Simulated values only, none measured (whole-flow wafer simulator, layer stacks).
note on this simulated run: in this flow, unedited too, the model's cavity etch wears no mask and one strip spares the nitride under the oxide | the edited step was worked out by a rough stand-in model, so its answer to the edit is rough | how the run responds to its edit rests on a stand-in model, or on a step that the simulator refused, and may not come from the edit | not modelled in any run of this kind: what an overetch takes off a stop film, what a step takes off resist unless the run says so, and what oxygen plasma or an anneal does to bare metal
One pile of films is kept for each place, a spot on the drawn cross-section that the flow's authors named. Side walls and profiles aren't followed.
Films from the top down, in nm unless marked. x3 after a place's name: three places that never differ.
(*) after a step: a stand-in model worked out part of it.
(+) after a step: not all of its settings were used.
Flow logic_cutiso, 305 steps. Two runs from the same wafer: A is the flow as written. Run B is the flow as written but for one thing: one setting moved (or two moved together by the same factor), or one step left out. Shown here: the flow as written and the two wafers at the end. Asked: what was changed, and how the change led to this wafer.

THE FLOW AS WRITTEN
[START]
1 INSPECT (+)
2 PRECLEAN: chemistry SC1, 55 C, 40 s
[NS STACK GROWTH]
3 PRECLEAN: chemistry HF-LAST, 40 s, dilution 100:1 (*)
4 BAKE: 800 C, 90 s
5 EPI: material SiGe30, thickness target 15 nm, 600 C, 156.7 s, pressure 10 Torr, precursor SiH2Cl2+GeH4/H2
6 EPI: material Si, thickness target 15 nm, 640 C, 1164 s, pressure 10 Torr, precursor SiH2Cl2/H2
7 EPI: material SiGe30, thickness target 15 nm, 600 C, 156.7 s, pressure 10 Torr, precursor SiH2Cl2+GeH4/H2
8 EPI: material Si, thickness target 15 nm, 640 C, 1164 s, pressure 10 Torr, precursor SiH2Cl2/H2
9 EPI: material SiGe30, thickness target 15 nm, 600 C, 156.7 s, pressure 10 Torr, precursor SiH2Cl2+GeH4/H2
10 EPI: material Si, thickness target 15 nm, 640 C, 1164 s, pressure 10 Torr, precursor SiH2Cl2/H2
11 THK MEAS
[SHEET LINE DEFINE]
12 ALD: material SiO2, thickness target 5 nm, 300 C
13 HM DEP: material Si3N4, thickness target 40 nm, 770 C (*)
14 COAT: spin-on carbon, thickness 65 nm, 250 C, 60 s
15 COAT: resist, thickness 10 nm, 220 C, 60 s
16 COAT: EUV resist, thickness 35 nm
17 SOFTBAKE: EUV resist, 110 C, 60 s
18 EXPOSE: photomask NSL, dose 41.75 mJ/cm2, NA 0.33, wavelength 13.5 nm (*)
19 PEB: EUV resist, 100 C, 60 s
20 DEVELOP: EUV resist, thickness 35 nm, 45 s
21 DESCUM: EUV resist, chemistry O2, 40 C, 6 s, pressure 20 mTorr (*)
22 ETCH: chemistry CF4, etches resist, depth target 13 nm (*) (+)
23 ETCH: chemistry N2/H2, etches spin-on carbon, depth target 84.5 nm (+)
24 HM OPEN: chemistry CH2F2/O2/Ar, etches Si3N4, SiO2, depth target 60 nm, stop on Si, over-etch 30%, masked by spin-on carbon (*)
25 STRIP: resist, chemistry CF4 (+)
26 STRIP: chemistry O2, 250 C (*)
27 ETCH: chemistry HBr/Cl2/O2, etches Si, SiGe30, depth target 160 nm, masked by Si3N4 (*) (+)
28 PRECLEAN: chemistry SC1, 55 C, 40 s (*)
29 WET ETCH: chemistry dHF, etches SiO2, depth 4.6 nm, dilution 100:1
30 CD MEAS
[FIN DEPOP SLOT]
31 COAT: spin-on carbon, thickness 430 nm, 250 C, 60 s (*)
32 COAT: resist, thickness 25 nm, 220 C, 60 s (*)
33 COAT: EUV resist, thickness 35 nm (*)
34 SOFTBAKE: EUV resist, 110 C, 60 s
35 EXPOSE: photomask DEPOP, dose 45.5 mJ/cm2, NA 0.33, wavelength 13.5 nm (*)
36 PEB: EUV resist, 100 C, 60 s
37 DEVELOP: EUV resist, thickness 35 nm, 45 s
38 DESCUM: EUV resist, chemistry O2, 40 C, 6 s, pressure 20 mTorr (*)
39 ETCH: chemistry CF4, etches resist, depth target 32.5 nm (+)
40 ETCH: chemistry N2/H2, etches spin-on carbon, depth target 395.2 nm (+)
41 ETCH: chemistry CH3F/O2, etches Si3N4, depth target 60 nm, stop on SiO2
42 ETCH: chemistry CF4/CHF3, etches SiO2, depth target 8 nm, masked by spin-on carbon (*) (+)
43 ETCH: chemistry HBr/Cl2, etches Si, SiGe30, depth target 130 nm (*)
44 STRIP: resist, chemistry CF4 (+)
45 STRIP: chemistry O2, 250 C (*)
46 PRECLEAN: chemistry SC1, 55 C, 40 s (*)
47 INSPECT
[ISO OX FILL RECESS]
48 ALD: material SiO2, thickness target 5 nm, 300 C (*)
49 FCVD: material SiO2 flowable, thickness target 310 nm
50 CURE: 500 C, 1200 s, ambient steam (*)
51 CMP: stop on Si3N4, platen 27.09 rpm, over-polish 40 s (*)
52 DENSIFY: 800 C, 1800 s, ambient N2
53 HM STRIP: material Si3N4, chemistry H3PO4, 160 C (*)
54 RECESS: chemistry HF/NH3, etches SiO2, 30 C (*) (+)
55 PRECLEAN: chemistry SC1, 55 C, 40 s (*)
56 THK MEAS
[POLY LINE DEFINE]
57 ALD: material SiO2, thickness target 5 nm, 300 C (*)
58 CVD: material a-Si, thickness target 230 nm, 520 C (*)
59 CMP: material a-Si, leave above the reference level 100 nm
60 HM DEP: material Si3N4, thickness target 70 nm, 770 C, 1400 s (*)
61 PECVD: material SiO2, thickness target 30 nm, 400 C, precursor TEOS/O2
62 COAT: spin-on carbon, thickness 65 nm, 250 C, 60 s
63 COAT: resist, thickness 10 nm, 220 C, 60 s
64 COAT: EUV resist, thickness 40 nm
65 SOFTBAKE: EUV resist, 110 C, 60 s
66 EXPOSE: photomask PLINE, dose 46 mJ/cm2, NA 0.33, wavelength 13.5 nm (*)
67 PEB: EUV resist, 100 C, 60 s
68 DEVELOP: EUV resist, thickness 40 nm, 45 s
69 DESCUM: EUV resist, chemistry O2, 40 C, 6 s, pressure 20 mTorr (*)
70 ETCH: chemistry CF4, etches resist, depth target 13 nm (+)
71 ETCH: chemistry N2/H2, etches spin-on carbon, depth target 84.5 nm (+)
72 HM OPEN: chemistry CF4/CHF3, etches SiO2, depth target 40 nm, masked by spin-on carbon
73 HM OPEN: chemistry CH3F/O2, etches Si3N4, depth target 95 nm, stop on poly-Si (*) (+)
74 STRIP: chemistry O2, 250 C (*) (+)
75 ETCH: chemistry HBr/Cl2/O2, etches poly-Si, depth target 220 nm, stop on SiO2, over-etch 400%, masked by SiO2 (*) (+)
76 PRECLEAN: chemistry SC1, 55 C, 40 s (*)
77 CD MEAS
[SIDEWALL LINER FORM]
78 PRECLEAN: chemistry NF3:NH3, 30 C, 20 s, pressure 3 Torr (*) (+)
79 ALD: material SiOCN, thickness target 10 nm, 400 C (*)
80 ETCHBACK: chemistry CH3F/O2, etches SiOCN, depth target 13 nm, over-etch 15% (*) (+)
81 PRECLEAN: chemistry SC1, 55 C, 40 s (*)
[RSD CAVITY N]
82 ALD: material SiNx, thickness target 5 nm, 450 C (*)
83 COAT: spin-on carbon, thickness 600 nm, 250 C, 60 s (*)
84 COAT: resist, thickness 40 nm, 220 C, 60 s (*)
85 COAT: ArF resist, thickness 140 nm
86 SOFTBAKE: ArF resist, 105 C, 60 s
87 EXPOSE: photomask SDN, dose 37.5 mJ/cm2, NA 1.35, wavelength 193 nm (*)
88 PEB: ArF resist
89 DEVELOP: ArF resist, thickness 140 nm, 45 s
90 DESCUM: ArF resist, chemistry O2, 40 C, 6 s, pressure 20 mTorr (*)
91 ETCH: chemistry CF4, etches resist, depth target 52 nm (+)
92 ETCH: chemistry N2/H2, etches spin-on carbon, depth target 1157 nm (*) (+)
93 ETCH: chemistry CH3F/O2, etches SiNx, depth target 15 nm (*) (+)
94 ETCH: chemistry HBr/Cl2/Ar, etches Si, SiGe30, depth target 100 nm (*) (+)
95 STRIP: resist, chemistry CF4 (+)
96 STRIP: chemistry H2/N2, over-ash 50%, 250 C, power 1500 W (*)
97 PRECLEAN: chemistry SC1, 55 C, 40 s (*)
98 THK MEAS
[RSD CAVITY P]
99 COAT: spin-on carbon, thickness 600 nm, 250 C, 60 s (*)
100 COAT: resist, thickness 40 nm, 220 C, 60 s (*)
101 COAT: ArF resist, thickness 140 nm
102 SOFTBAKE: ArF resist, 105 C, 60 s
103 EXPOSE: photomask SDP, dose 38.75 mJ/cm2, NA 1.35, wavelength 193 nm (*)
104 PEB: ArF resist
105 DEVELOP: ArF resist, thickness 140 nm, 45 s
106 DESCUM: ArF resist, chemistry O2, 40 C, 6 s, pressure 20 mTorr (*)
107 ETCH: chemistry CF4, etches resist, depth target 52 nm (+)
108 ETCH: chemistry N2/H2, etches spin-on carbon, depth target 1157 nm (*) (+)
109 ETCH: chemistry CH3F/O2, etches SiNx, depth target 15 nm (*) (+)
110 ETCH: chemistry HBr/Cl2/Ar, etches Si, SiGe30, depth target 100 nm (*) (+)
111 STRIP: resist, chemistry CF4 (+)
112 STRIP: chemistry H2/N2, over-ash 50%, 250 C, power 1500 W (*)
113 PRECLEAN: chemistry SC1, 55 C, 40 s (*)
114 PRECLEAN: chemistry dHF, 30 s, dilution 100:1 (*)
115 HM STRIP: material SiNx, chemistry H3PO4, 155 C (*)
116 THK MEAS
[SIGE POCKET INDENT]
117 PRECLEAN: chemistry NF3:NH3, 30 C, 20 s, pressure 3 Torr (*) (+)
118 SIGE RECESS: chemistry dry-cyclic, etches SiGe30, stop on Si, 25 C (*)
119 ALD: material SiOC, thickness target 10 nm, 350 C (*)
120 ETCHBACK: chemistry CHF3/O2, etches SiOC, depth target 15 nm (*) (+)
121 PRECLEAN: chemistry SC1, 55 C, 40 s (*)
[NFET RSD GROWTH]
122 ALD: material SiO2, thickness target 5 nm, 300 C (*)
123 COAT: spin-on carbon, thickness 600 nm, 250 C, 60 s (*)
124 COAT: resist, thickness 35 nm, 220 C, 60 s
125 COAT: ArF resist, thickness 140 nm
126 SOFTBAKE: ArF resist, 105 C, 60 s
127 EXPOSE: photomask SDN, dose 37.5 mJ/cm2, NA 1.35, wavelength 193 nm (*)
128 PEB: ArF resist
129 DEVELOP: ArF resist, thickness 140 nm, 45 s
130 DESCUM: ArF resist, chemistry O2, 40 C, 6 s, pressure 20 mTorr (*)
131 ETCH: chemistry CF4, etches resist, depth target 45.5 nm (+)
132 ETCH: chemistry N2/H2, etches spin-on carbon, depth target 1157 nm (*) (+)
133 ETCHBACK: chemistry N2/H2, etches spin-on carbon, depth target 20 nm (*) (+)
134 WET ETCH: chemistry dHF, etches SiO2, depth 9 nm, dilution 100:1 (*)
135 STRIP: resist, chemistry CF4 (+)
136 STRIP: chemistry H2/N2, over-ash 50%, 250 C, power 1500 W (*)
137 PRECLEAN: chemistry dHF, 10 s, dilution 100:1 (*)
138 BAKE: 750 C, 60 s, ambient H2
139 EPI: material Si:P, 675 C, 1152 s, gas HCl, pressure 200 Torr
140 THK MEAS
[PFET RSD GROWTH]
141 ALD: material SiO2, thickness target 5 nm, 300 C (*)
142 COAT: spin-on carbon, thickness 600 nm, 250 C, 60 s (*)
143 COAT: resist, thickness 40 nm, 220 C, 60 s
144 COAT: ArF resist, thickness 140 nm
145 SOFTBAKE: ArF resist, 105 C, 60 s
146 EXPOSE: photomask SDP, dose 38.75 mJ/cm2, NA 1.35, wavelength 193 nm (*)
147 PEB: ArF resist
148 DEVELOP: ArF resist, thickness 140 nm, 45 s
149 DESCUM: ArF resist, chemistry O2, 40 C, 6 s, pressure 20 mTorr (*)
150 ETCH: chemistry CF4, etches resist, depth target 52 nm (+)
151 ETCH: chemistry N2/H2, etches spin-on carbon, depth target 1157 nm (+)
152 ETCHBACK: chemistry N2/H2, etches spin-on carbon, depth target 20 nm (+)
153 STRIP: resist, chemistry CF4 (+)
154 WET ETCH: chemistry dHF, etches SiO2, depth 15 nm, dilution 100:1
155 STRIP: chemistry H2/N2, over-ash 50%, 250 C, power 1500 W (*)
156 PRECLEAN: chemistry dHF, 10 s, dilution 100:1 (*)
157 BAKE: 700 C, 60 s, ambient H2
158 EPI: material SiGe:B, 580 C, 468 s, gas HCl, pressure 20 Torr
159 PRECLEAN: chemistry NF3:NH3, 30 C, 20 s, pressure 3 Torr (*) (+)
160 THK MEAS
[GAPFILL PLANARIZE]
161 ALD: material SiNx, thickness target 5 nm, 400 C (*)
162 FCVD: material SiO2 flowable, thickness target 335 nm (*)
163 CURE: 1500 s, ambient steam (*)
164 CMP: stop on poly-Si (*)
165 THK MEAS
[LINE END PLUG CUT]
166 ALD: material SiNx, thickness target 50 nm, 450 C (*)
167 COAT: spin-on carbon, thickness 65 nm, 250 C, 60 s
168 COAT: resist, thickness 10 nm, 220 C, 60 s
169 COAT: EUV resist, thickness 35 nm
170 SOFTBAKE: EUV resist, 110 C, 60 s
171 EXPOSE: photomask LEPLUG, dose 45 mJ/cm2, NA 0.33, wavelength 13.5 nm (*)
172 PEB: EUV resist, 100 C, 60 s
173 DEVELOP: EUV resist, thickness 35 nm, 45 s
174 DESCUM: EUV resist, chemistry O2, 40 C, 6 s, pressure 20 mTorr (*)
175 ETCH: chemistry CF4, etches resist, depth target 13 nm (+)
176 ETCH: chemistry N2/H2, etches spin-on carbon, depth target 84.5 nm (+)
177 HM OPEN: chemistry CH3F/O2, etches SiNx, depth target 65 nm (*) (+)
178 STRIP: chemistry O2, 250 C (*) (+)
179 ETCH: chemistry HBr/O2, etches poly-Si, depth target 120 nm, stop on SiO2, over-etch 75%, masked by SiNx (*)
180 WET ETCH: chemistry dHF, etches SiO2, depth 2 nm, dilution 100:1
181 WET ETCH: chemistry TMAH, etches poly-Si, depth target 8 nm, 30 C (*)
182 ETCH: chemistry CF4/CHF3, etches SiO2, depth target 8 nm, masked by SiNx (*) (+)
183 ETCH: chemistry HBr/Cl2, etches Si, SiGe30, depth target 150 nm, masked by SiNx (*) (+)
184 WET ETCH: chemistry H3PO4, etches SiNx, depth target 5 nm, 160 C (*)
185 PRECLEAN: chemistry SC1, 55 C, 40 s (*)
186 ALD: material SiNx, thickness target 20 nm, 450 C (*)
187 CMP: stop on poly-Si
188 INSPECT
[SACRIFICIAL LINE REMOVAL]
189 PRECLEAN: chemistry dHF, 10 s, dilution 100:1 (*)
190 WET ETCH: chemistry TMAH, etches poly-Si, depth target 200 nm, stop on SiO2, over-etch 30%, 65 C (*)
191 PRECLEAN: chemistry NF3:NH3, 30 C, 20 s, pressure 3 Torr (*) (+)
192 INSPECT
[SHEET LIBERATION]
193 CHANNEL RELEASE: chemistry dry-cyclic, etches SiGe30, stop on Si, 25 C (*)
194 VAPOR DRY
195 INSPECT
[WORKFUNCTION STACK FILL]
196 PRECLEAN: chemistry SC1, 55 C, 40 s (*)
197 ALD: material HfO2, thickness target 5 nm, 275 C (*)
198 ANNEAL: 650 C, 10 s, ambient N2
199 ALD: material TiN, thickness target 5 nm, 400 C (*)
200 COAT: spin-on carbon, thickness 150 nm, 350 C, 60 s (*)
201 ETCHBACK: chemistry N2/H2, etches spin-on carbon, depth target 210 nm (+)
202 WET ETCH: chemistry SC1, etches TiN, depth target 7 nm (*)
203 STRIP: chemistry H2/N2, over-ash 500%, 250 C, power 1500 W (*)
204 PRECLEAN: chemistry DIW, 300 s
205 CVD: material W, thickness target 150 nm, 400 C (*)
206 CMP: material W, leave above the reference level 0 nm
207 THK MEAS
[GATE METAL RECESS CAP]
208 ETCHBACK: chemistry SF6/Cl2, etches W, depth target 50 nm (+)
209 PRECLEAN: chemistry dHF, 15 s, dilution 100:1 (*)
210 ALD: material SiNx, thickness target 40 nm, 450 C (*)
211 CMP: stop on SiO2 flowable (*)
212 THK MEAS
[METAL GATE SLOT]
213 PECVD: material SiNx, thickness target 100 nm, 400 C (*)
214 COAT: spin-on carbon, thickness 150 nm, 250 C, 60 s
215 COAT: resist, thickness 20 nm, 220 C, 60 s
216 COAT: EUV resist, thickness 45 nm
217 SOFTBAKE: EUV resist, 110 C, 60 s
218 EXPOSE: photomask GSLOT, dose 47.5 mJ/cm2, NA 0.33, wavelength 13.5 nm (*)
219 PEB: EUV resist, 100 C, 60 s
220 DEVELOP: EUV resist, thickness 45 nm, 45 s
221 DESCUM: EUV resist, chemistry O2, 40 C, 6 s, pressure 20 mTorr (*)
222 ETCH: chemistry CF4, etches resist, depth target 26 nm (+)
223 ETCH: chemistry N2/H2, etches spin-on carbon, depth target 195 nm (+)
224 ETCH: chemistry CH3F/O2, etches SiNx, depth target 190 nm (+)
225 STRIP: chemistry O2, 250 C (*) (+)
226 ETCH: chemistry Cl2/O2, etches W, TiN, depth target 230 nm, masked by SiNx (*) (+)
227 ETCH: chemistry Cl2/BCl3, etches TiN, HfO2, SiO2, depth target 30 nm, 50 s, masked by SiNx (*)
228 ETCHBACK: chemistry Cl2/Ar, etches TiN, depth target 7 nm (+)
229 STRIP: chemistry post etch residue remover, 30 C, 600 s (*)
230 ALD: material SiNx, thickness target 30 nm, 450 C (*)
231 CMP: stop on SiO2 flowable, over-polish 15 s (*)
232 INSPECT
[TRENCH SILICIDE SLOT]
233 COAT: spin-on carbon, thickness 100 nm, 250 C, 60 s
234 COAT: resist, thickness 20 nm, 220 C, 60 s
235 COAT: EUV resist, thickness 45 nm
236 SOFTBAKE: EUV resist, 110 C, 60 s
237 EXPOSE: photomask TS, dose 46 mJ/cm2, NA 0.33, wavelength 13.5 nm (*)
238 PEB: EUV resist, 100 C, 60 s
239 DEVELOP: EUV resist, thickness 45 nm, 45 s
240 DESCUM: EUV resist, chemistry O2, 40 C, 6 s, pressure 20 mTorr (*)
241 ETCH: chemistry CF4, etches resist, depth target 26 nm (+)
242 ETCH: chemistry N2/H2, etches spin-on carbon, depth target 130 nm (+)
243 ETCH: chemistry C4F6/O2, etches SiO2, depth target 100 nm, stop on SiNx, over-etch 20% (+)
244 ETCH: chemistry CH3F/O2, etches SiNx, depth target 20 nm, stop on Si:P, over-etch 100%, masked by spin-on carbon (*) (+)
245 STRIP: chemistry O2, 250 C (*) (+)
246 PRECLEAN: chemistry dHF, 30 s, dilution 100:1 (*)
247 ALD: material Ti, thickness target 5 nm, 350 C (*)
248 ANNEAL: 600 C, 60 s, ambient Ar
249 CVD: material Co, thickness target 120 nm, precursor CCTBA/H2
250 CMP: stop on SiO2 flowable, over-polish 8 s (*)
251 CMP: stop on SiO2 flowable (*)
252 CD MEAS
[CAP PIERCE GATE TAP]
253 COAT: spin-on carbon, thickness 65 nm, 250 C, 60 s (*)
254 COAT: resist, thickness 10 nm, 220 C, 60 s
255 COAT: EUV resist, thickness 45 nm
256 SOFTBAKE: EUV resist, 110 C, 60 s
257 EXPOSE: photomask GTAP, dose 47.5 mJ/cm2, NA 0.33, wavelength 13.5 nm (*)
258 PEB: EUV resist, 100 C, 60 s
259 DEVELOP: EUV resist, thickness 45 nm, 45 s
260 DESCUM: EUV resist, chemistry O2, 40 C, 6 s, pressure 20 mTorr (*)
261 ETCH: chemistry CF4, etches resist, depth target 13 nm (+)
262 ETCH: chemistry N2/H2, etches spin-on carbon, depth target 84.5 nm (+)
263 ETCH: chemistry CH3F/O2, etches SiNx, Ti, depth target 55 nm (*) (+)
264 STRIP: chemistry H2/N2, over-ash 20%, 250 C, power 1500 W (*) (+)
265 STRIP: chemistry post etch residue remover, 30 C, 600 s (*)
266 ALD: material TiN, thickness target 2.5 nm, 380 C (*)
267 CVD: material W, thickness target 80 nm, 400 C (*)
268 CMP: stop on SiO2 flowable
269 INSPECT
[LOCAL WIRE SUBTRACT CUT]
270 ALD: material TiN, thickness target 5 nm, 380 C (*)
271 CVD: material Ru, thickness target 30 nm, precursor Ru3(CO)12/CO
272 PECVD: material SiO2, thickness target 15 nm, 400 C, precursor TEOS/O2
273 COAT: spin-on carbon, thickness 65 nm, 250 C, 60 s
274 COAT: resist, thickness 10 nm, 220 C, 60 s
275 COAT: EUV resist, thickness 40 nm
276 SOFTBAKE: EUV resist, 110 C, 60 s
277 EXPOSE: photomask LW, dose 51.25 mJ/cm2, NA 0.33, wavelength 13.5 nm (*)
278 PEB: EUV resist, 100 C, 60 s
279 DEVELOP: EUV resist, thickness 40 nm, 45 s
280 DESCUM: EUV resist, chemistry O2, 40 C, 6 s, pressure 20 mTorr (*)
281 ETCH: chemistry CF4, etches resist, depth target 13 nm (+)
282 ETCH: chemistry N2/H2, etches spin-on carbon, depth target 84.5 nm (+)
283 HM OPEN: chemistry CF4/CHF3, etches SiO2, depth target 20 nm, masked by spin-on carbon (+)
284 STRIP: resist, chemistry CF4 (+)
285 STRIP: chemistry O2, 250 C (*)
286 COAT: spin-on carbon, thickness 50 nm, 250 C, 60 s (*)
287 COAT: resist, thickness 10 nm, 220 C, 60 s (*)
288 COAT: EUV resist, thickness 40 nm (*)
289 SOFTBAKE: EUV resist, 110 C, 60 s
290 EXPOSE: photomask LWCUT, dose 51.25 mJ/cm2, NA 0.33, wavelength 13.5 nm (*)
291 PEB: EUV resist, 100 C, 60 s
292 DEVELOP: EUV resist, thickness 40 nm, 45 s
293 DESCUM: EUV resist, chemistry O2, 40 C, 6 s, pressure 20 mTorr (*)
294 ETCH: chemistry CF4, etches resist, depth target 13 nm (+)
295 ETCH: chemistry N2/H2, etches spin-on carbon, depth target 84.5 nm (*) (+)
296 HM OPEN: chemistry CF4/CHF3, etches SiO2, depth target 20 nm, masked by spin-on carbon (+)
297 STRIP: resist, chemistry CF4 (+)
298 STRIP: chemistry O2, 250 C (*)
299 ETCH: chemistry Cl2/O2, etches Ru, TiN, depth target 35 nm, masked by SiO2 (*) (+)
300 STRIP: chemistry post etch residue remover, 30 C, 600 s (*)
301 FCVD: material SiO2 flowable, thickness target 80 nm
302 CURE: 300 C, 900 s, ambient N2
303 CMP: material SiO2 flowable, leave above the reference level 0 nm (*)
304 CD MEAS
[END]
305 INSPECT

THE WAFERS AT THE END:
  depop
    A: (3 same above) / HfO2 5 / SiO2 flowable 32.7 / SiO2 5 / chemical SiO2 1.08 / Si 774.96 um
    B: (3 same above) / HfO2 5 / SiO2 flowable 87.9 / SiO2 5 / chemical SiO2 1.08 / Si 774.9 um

The cause: step 43, ETCH: depth target 185.2 nm was run, where the flow has depth target 130 nm.

How the change led to this, step by step:
  43 ETCH: chemistry HBr/Cl2, etches Si, SiGe30, depth target 130 nm (*)
      dpovl, gl, glp and 16 more: A spin-on carbon -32 | B spin-on carbon -43
      depop: A Si -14 (all of it), SiGe30 -15 (all of it), Si -15 (all of it), SiGe30 -15 (all of it), Si -15 (all of it), SiGe30 -15 (all of it), Si -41 | B Si -14 (all of it), SiGe30 -15 (all of it), Si -15 (all of it), SiGe30 -15 (all of it), Si -15 (all of it), SiGe30 -15 (all of it), Si -96.2
      (and at 2 more places)
  45 STRIP: chemistry O2, 250 C (*)
      gfld, lnri: A chemical SiO2 +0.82 (new film), spin-on carbon -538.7 (all of it), Si -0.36 | B chemical SiO2 +0.81 (new film), spin-on carbon -527.7 (all of it), Si -0.36
      glp, tap: A spin-on carbon -347.6 (all of it) | B spin-on carbon -336.6 (all of it)
      (and at 17 more places)
  49 FCVD: material SiO2 flowable, thickness target 310 nm
      depop: A SiO2 flowable +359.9 (new film) | B SiO2 flowable +410.6 (new film)
      ns: A SiO2 flowable +201.3 (new film) | B SiO2 flowable +196.8 (new film)
  51 CMP: stop on Si3N4, platen 27.09 rpm, over-polish 40 s (*)
      dpovl, isow: A SiO2 flowable -200.4 | B SiO2 flowable -195.8
      depop: A SiO2 flowable -200.5 | B SiO2 flowable -195.8
      (and at 2 more places)
  52 DENSIFY: 800 C, 1800 s, ambient N2
      depop: A SiO2 flowable -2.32 | B SiO2 flowable -3.19
      nsgap: A SiO2 flowable -2.13 | B SiO2 flowable -2.87
